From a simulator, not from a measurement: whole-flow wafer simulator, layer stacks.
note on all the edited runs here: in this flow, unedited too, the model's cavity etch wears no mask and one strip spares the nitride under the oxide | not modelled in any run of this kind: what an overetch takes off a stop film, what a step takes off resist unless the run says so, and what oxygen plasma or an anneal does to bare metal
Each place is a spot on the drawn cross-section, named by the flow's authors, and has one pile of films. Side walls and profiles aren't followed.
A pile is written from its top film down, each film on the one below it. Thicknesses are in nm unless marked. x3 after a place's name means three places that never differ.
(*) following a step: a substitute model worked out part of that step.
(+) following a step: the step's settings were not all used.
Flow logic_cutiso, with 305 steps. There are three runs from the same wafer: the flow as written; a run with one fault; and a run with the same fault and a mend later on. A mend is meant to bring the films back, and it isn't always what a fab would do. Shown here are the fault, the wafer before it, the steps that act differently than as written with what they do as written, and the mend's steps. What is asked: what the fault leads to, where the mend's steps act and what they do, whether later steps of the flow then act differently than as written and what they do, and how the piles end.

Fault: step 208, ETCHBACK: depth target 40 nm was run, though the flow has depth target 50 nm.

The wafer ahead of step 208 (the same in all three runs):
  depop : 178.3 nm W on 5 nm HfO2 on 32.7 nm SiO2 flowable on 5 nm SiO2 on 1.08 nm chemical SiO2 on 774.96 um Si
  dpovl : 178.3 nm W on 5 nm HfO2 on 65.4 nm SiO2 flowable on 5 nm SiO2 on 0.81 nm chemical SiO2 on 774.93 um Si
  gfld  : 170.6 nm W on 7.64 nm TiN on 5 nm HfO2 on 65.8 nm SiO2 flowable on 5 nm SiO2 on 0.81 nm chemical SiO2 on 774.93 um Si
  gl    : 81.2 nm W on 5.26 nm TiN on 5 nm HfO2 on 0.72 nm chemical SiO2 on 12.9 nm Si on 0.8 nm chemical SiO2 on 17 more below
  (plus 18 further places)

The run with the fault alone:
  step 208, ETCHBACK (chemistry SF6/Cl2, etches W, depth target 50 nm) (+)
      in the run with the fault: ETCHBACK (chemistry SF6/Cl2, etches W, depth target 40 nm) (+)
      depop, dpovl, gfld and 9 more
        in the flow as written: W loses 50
        in the run with the fault: W loses 40
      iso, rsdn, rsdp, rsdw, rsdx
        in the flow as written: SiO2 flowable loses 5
        in the run with the fault: SiO2 flowable loses 4
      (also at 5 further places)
  Steps further on in the flow that do not act as written (11 more steps, not shown, differ only slightly: by at most 2% or 0.5 nm, whichever is larger):
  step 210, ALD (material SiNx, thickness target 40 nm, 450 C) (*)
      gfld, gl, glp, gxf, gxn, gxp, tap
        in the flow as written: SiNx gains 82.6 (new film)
        in the run with the fault: SiNx gains 74 (new film)
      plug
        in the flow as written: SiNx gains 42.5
        in the run with the fault: SiNx gains 41.5
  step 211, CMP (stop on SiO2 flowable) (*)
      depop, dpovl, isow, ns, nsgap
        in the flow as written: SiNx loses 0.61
        in the run with the fault: SiNx loses 9.73
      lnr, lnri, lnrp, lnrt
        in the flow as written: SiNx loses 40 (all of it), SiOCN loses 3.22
        in the run with the fault: SiNx loses 40 (all of it), SiOCN loses 3.77
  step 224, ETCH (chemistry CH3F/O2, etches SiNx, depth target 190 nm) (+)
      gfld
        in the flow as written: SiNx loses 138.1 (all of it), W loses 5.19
        in the run with the fault: SiNx loses 128.9 (all of it), W loses 6.11
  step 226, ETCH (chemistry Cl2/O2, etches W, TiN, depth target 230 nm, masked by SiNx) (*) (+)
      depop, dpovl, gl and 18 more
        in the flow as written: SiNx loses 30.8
        in the run with the fault: SiNx loses 33
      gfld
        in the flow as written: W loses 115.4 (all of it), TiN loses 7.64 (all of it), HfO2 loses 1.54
        in the run with the fault: W loses 124.5 (all of it), TiN loses 7.64 (all of it), HfO2 loses 1.65
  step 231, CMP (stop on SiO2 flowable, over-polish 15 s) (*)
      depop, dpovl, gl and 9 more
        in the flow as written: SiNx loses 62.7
        in the run with the fault: SiNx loses 60.4
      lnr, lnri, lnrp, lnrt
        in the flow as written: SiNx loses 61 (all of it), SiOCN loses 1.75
        in the run with the fault: SiNx loses 58.7 (all of it), SiOCN loses 1.75
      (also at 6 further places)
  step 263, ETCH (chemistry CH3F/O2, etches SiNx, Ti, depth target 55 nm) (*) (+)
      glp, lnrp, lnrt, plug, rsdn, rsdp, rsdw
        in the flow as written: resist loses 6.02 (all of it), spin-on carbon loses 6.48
        in the run with the fault: resist loses 6.02 (all of it)
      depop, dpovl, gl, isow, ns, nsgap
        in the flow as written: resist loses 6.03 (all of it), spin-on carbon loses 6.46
        in the run with the fault: resist loses 6.03 (all of it)
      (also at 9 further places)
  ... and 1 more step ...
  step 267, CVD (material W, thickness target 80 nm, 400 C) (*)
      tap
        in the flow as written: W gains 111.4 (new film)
        in the run with the fault: W gains 101.9 (new film)
  By the end, the piles at depop, dpovl, gl and 8 more depart from the flow's by more than 2% or 0.5 nm, whichever is larger.
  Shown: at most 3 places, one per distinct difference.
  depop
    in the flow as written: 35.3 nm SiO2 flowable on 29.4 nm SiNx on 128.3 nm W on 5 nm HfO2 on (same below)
    in the run with the fault: 35.3 nm SiO2 flowable on 20.2 nm SiNx on 138.3 nm W on 5 nm HfO2 on (same below)
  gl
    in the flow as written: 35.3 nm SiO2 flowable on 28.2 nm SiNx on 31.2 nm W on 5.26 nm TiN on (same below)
    in the run with the fault: 35.3 nm SiO2 flowable on 19.1 nm SiNx on 41.2 nm W on 5.26 nm TiN on (same below)
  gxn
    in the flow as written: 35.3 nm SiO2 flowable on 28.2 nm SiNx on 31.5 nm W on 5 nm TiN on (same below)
    in the run with the fault: 35.3 nm SiO2 flowable on 19.1 nm SiNx on 41.5 nm W on 5 nm TiN on (same below)

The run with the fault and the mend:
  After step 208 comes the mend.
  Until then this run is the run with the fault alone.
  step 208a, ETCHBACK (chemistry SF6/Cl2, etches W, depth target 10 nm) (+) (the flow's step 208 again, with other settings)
      depop, dpovl, gfld and 9 more
        W loses 10
      iso, rsdn, rsdp, rsdw, rsdx
        SiO2 flowable loses 1
      lnr, lnri, lnrp, lnrt
        SiOCN loses 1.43
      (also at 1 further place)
  Every later step of the flow that is run acts as written at every place that is followed.
  By the end, the piles equal the flow's at every place that both follow.
